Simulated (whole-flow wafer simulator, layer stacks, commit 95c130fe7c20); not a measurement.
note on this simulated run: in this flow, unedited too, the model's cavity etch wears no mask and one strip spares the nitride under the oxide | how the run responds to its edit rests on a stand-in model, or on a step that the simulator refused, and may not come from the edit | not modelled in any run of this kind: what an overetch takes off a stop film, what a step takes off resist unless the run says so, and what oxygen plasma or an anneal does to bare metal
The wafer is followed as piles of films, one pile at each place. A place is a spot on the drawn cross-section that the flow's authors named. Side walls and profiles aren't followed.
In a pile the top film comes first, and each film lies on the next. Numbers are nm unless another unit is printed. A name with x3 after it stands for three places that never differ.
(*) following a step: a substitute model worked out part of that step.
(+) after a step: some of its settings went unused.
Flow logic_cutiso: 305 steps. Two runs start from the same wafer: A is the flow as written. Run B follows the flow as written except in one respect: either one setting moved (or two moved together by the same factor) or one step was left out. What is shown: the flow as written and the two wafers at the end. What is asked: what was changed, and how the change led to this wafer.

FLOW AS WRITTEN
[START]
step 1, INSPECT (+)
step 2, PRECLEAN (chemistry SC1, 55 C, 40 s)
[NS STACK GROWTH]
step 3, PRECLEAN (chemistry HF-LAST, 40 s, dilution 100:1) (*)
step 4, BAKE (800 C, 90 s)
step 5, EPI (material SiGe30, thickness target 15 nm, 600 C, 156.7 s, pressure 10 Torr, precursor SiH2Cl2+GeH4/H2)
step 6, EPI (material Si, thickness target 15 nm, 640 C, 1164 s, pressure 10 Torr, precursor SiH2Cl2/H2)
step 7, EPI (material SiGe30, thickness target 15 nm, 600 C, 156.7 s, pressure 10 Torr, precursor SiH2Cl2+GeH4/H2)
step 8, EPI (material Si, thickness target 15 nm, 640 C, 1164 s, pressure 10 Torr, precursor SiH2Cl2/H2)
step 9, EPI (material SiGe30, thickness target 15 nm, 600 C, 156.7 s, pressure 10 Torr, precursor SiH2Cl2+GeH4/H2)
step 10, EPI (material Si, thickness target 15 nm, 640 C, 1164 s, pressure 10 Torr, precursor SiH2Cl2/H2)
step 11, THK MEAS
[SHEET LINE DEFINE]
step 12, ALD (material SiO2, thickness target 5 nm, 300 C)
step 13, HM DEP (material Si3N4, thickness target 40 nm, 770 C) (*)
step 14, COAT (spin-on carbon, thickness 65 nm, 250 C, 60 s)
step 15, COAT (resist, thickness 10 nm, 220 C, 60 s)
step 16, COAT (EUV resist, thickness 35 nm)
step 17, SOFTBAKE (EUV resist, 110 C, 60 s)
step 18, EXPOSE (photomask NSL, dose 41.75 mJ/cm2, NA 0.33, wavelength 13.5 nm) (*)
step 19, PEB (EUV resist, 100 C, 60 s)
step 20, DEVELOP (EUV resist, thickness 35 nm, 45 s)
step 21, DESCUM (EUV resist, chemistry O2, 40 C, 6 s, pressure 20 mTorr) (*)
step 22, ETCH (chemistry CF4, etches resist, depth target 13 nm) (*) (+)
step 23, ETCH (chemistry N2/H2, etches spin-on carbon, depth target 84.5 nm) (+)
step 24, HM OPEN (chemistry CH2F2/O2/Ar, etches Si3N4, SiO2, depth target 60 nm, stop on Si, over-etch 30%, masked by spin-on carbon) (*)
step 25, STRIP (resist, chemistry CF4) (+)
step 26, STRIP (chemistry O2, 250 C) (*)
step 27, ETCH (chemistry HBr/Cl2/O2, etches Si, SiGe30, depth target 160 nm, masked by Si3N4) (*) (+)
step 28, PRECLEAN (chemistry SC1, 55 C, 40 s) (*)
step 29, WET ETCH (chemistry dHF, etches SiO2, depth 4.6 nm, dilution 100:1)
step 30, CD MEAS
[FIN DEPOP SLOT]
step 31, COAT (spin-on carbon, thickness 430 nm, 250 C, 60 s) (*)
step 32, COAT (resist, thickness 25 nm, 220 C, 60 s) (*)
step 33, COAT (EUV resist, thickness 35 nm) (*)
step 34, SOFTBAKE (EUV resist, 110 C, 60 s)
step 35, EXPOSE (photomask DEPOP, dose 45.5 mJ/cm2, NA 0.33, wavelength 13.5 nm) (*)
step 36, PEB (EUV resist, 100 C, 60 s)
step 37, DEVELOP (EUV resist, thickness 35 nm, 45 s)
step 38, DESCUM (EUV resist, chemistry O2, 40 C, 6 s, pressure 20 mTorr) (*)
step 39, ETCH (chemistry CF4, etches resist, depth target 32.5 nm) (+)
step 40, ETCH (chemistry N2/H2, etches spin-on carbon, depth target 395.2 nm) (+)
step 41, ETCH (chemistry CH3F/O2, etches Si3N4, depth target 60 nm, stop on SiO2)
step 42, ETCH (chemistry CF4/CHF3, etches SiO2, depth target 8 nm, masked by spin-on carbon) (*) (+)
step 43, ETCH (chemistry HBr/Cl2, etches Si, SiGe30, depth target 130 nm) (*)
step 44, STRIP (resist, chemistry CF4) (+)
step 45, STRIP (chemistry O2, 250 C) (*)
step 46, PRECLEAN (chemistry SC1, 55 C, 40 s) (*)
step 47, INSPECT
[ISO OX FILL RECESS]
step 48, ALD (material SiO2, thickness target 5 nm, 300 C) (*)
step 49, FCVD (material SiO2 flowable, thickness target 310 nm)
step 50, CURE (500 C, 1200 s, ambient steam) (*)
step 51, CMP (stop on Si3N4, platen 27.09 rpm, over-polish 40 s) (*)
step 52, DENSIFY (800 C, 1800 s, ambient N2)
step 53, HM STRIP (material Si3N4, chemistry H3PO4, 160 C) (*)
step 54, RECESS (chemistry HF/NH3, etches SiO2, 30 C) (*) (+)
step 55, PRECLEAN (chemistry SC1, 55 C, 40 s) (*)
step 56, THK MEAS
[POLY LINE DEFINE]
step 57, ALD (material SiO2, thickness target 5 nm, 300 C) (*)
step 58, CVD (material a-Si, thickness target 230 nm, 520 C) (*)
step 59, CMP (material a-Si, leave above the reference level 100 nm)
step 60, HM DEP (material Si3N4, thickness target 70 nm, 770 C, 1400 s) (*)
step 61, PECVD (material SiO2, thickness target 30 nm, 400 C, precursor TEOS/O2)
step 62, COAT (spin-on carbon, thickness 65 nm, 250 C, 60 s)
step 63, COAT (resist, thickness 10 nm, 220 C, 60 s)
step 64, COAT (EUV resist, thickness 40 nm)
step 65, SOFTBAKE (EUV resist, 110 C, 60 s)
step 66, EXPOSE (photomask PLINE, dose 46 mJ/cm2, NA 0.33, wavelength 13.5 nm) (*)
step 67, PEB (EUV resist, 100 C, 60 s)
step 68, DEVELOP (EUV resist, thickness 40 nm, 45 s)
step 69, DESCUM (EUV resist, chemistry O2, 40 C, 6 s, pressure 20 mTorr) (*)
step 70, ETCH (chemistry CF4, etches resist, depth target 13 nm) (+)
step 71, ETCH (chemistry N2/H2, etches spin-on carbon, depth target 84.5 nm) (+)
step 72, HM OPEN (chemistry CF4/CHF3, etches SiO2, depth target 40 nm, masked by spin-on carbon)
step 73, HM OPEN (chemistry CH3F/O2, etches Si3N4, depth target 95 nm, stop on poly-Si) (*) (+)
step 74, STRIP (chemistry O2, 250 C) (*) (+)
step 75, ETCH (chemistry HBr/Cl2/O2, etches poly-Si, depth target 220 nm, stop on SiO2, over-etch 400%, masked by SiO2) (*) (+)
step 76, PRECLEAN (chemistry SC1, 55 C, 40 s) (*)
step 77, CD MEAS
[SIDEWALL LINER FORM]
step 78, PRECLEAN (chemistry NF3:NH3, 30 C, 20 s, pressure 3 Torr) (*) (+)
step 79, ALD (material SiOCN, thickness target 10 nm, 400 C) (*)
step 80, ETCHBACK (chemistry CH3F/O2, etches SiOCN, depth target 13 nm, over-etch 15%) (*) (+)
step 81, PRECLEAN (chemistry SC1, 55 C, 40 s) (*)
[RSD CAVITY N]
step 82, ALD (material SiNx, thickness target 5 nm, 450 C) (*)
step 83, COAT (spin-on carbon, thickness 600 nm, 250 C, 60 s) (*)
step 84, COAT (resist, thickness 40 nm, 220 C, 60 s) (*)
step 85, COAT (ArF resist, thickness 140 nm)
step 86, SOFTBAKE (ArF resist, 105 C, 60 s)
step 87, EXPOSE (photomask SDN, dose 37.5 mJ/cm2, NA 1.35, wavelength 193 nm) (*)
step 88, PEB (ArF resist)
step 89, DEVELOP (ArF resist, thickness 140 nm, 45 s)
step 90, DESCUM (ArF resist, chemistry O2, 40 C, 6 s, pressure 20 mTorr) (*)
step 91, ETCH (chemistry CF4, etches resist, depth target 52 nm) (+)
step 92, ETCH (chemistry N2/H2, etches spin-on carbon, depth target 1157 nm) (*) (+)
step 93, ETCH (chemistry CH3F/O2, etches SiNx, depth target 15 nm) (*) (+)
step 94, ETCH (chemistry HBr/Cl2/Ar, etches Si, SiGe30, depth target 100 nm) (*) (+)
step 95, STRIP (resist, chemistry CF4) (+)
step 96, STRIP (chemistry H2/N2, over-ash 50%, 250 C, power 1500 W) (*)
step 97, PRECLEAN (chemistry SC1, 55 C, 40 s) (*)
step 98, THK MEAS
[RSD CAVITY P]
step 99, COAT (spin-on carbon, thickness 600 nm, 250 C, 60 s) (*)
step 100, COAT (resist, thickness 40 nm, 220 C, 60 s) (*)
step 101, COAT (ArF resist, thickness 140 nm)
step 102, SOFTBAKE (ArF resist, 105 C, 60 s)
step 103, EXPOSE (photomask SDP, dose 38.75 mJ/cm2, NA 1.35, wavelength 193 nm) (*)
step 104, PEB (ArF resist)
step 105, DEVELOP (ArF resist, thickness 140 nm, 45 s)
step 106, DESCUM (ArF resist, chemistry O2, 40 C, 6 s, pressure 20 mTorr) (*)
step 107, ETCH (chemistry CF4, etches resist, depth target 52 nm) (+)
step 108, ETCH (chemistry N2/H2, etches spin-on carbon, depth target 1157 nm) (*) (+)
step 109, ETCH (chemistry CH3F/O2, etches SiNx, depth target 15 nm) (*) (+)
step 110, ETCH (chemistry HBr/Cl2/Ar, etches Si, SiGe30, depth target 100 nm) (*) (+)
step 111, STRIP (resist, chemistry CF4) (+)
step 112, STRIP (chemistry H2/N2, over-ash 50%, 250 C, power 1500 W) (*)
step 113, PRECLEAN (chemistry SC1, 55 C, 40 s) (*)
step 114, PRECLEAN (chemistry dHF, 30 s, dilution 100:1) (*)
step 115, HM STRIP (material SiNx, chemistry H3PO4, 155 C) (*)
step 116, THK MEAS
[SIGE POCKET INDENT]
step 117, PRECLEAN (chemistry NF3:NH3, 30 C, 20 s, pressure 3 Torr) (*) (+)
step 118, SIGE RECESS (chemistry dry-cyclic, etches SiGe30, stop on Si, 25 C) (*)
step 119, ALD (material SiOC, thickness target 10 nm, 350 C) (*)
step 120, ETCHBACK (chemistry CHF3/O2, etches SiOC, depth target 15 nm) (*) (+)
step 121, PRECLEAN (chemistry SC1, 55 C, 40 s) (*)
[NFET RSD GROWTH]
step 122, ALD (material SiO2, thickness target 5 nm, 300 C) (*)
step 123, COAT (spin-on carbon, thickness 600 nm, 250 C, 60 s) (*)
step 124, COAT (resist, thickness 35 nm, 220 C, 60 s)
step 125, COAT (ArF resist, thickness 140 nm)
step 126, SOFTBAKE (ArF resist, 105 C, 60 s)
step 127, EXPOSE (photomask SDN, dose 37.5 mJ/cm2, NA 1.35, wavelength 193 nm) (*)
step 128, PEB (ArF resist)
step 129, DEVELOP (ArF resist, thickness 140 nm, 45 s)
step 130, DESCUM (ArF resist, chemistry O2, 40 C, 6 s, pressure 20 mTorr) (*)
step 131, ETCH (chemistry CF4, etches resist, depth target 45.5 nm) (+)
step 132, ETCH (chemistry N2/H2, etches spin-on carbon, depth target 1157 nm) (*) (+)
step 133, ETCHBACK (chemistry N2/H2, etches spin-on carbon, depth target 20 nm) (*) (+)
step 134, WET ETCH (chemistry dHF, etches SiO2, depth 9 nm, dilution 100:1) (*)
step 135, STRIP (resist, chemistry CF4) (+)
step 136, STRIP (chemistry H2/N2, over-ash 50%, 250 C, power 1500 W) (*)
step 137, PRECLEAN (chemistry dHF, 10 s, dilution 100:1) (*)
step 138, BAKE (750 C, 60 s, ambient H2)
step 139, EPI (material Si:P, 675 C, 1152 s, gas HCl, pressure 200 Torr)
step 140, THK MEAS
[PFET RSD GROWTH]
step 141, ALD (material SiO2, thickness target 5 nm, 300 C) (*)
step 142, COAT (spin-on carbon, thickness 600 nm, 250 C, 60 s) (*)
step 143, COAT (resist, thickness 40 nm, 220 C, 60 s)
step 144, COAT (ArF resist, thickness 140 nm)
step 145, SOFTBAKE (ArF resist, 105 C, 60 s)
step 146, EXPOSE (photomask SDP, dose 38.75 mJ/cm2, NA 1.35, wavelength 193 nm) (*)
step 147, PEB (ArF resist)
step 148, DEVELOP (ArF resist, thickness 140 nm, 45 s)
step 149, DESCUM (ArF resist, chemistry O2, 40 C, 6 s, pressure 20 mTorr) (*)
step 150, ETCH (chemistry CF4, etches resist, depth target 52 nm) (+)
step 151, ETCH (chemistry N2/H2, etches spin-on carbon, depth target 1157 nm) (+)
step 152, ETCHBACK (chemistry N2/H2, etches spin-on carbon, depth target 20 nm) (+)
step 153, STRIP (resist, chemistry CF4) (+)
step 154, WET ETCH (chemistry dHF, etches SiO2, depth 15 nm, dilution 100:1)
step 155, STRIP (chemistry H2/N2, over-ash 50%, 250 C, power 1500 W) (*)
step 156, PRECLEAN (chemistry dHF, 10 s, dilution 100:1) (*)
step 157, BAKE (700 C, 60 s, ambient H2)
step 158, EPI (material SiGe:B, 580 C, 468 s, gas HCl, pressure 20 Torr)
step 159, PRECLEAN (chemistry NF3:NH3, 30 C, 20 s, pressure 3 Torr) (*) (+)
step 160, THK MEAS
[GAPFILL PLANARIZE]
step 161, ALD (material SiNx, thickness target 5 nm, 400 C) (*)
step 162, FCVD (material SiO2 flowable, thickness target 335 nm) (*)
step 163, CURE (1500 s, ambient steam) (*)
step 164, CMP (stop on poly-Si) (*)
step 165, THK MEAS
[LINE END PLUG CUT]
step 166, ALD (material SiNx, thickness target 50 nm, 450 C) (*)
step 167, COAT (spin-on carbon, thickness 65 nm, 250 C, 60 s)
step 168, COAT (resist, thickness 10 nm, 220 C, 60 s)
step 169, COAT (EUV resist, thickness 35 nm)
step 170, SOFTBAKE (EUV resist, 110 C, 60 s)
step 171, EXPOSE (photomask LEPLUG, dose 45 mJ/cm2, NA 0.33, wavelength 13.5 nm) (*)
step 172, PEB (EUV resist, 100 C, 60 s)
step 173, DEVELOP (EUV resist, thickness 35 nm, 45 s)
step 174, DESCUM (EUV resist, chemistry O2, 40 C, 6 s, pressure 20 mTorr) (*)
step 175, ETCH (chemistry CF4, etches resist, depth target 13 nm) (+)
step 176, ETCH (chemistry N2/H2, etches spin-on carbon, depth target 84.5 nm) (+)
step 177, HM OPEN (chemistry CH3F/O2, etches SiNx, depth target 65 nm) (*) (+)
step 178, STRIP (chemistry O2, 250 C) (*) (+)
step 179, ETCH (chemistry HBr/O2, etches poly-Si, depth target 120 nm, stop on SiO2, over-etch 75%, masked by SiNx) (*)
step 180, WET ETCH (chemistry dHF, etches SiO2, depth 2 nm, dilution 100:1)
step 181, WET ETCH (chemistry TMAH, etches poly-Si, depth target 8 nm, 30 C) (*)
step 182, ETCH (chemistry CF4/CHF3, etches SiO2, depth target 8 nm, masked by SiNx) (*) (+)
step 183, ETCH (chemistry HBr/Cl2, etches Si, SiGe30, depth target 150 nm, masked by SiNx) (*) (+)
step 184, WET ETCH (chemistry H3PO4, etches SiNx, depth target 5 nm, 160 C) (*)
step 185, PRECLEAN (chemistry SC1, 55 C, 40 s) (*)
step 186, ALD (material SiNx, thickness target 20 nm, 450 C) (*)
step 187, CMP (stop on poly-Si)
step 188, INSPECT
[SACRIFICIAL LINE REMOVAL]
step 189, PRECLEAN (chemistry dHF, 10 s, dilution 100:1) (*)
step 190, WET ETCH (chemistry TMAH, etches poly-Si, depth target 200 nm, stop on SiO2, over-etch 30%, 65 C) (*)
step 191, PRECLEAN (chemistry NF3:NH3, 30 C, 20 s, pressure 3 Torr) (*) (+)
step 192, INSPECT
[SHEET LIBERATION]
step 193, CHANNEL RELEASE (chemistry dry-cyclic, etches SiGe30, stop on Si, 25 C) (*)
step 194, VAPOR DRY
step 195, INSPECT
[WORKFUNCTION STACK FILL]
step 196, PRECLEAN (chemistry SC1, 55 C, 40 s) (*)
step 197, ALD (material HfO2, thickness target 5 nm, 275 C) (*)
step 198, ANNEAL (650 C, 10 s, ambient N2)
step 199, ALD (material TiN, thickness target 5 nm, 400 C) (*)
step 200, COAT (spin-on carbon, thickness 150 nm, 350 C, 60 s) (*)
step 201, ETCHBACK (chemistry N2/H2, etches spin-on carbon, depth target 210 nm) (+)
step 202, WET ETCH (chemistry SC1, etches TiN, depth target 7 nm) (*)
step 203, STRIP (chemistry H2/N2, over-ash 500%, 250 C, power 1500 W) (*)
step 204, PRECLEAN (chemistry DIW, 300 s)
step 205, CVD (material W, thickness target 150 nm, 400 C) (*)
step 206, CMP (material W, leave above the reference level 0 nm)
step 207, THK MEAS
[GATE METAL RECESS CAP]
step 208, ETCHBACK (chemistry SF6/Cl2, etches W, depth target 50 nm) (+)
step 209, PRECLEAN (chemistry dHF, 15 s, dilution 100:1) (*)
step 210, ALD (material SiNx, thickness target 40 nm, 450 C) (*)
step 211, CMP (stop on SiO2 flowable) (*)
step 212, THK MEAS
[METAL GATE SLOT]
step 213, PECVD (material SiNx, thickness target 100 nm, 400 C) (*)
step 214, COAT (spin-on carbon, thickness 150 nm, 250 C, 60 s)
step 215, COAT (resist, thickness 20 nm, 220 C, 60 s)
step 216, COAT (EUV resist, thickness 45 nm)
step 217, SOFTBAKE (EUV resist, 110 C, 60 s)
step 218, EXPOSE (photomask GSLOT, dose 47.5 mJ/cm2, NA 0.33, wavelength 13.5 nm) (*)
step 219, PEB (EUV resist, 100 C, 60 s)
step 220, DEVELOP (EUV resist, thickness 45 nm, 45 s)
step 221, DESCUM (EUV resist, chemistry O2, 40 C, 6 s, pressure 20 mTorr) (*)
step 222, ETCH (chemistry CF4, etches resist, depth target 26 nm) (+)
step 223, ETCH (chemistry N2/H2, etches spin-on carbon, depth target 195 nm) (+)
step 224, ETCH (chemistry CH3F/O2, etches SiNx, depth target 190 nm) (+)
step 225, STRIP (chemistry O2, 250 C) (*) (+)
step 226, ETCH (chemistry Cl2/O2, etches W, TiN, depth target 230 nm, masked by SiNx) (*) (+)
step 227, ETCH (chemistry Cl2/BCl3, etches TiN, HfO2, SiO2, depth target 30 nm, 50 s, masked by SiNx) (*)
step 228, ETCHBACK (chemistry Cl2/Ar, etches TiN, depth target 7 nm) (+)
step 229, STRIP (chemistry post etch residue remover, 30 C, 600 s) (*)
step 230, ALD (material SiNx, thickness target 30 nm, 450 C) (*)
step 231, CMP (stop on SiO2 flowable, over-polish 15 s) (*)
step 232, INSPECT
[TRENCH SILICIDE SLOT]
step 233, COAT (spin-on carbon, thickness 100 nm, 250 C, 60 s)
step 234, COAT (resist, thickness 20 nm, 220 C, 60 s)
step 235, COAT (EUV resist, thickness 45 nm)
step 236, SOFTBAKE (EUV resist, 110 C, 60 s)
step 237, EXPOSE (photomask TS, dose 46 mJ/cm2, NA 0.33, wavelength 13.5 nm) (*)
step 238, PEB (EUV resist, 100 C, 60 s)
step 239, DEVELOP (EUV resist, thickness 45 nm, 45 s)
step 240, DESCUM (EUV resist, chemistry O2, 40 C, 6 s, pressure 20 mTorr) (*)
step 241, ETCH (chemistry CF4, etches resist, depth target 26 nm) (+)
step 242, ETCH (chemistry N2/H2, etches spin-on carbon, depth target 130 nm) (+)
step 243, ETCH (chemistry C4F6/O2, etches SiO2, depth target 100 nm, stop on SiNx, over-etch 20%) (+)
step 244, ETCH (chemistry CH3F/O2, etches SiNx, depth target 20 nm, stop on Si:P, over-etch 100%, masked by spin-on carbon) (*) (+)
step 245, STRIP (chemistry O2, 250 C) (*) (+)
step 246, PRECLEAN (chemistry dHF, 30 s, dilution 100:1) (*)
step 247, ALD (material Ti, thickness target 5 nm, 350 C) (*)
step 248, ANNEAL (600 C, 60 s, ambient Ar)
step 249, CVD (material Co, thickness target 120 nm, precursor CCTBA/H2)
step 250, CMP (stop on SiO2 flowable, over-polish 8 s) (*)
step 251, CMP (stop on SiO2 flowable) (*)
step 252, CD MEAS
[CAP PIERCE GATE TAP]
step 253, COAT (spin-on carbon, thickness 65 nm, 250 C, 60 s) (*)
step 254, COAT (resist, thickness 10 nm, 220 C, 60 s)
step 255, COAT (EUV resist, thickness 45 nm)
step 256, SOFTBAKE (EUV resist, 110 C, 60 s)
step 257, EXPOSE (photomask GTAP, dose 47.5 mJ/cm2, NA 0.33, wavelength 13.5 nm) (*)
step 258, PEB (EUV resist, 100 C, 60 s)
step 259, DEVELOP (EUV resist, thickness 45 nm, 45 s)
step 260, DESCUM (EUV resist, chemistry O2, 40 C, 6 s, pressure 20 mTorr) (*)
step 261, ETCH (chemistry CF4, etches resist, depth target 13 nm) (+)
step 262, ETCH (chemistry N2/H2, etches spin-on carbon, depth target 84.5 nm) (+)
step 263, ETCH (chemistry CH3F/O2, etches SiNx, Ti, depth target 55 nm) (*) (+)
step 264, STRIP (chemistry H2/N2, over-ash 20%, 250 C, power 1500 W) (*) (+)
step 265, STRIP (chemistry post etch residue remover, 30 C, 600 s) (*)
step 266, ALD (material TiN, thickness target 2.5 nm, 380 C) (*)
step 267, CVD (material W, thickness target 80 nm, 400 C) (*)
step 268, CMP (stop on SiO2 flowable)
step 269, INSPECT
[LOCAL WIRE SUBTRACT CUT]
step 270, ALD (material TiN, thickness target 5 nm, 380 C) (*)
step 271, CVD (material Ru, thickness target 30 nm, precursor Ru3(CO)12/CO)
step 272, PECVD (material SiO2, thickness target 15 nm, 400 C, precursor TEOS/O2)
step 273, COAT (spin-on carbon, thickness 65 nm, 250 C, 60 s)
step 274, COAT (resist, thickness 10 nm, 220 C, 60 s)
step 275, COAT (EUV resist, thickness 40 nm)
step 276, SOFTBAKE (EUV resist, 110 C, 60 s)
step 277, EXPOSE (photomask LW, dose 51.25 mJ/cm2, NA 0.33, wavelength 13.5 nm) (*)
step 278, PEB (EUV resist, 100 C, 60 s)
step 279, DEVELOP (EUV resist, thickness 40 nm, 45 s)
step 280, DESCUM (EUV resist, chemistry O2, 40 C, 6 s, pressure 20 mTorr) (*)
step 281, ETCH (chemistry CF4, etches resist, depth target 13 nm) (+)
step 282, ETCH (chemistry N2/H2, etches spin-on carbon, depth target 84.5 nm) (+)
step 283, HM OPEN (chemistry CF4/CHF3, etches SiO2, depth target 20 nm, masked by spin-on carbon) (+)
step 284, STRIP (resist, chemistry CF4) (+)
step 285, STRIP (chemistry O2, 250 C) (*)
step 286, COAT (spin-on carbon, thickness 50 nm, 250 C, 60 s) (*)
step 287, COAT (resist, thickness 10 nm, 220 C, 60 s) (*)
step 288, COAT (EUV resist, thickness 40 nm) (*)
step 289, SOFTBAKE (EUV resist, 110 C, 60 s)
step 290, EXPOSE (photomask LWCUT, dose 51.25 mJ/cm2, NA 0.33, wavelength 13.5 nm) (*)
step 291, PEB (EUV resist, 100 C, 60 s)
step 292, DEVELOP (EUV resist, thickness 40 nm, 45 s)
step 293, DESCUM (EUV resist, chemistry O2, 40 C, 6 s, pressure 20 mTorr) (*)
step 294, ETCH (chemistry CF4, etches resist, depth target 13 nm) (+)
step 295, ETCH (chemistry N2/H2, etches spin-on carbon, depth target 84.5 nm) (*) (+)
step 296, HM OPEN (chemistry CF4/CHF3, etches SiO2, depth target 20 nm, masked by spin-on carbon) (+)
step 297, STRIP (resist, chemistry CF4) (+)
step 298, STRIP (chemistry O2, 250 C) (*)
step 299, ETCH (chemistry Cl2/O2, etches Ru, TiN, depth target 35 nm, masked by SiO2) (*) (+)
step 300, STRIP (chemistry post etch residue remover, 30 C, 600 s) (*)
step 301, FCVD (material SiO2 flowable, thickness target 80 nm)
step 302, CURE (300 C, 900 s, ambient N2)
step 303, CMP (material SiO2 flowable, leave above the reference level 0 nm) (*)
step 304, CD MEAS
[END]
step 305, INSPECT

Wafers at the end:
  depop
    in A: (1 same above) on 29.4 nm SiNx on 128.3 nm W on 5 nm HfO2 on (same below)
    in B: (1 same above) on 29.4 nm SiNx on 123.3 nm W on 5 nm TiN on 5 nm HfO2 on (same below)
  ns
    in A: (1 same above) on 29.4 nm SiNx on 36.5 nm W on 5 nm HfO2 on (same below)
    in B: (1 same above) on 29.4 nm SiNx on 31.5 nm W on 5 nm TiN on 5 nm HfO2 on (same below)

The reason: step 201, ETCHBACK: chemistry N2/H2, etches spin-on carbon, depth target 210 nm (+), was skipped.

The path from the change to this, step by step:
  step 202, WET ETCH (chemistry SC1, etches TiN, depth target 7 nm) (*)
      depop, dpovl, iso and 12 more: A TiN loses 5 (all of it) | B spin-on carbon loses 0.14
  step 203, STRIP (chemistry H2/N2, over-ash 500%, 250 C, power 1500 W) (*)
      depop, dpovl: A nothing | B spin-on carbon loses 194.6 (all of it)
      lnr, lnrp: A nothing | B spin-on carbon loses 133.8 (all of it)
      (and at 18 other places as well)
  step 206, CMP (material W, leave above the reference level 0 nm)
      lnr, lnri, lnrp, lnrt: A W loses 150 (all of it), HfO2 loses 5 (all of it), SiOCN loses 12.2 | B W loses 150 (all of it), TiN loses 5 (all of it), HfO2 loses 5 (all of it), SiOCN loses 12.2
      rsdn, rsdp, rsdw, rsdx: A W loses 162.2 (all of it), HfO2 loses 5 (all of it) | B W loses 162.2 (all of it), TiN loses 5 (all of it), HfO2 loses 5 (all of it)
      (and at 14 other places as well)
